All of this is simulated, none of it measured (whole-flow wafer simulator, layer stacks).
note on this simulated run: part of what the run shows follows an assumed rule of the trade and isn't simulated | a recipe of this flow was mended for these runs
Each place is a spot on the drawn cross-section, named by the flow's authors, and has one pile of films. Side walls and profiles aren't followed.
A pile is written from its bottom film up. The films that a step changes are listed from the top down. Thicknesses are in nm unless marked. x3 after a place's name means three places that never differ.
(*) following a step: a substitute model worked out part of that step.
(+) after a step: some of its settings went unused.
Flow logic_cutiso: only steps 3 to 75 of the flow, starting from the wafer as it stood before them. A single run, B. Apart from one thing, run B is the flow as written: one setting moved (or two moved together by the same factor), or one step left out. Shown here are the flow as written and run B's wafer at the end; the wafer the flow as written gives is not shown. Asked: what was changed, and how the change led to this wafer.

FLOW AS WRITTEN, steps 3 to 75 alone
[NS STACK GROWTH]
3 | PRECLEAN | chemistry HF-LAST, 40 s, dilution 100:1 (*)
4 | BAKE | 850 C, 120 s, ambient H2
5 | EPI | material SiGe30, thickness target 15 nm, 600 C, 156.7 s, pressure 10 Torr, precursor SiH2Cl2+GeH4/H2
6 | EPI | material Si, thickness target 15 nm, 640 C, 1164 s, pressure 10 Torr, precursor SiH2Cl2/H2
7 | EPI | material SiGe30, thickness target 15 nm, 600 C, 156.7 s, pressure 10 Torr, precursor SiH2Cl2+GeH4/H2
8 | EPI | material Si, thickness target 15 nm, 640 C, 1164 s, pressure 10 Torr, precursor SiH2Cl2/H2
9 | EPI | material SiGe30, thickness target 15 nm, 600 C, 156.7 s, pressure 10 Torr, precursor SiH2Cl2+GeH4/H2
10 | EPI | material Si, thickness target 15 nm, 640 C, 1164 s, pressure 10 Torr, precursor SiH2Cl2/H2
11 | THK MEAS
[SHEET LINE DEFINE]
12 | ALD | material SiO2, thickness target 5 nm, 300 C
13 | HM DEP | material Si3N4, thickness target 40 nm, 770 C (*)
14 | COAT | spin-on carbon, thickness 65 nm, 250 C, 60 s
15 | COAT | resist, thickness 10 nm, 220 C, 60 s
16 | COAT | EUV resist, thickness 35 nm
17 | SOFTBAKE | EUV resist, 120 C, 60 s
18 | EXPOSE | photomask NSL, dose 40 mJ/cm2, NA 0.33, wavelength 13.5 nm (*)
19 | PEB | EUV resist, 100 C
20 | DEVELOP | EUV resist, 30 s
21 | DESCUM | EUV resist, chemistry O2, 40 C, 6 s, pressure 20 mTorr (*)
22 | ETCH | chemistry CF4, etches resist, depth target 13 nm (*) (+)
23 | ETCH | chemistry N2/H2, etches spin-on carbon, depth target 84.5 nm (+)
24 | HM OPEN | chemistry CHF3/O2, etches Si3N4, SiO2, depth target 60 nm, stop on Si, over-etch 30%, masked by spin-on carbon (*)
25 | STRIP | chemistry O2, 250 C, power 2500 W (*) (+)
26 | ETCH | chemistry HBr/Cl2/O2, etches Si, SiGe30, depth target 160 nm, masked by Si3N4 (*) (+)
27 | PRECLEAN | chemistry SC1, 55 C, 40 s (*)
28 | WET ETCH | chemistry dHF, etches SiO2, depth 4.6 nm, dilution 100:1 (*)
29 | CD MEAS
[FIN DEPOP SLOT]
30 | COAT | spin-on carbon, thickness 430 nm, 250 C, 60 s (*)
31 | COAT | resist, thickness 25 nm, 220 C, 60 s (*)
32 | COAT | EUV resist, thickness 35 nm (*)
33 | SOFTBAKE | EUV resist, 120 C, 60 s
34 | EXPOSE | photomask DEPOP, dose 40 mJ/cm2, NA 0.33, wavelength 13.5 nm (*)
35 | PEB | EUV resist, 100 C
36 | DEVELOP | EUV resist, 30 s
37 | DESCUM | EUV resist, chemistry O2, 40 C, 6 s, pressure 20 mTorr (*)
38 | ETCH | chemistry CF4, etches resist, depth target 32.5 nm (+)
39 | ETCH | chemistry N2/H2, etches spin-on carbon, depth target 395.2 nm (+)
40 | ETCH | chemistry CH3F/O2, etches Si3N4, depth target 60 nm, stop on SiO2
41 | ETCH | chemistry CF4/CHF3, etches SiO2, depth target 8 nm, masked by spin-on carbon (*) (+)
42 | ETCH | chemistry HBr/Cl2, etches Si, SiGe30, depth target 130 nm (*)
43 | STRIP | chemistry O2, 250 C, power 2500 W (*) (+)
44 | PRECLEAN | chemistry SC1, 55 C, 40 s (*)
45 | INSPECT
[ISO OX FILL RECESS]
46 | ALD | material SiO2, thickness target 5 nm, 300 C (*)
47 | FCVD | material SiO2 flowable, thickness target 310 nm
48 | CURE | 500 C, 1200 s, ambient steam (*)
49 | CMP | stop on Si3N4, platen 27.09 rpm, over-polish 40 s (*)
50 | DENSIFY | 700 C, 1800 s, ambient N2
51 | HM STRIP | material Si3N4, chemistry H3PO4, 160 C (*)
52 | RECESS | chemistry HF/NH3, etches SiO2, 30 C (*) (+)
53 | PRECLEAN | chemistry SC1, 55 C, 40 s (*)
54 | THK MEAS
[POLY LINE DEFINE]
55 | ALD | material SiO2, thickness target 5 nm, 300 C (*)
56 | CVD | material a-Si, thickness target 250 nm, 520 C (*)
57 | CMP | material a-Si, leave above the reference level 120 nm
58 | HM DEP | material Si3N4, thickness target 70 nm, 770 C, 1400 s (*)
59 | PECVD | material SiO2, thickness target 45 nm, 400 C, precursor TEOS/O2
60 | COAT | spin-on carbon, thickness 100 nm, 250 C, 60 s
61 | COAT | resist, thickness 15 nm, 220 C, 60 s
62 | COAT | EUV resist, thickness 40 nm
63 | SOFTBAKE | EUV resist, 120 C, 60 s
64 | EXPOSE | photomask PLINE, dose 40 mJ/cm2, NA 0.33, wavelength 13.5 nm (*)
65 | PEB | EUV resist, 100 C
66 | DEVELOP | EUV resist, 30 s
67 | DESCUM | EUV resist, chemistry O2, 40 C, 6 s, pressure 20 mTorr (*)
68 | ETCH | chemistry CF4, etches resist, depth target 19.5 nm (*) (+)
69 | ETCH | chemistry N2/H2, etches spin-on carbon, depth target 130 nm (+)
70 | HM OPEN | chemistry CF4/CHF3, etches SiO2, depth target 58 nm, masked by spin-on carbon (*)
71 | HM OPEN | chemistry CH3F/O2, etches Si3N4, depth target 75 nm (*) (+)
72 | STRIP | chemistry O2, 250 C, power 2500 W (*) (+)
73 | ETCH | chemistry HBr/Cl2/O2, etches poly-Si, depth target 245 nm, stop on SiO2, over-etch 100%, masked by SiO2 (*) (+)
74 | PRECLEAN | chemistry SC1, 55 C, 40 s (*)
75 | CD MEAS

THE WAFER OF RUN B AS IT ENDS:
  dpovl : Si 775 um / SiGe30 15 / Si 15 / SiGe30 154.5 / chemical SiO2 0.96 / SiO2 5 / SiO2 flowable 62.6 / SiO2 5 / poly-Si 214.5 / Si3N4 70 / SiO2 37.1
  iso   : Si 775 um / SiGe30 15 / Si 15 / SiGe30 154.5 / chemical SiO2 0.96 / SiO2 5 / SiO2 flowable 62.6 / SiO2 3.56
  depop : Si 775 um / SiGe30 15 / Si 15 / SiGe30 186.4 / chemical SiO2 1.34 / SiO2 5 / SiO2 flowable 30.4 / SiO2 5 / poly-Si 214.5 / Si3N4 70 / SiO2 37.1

What caused this: step 7, EPI: 780 C was run, whereas the flow has 600 C.

The path from the change to this, step by step:
  7 | EPI | material SiGe30, thickness target 15 nm, 600 C, 156.7 s, pressure 10 Torr, precursor SiH2Cl2+GeH4/H2
      depop, dpovl, gfld and 19 more: SiGe30 gains 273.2 (new film) (as written it would have been: SiGe30 gains 15 (new film))
  26 | ETCH | chemistry HBr/Cl2/O2, etches Si, SiGe30, depth target 160 nm, masked by Si3N4 (*) (+)
      dpovl, gfld, gxf, iso, isow, lnri, nsgap: chemical SiO2 loses 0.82 (all of it), Si loses 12 (all of it), SiGe30 loses 15 (all of it), Si loses 15 (all of it), SiGe30 loses 118 (as written it would have been: chemical SiO2 loses 0.82 (all of it), Si loses 12 (all of it), SiGe30 loses 15 (all of it), Si loses 15 (all of it), SiGe30 loses 15 (all of it), Si loses 15 (all of it), SiGe30 loses 15 (all of it), Si loses 73)
  42 | ETCH | chemistry HBr/Cl2, etches Si, SiGe30, depth target 130 nm (*)
      depop: Si loses 13.8 (all of it), SiGe30 loses 15 (all of it), Si loses 15 (all of it), SiGe30 loses 86.2 (as written it would have been: Si loses 13.8 (all of it), SiGe30 loses 15 (all of it), Si loses 15 (all of it), SiGe30 loses 15 (all of it), Si loses 15 (all of it), SiGe30 loses 15 (all of it), Si loses 41.2)
  43 | STRIP | chemistry O2, 250 C, power 2500 W (*) (+)
      depop: chemical SiO2 gains 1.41 (new film), SiGe30 loses 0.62 (as written it would have been: chemical SiO2 gains 1.04 (new film), Si loses 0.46)
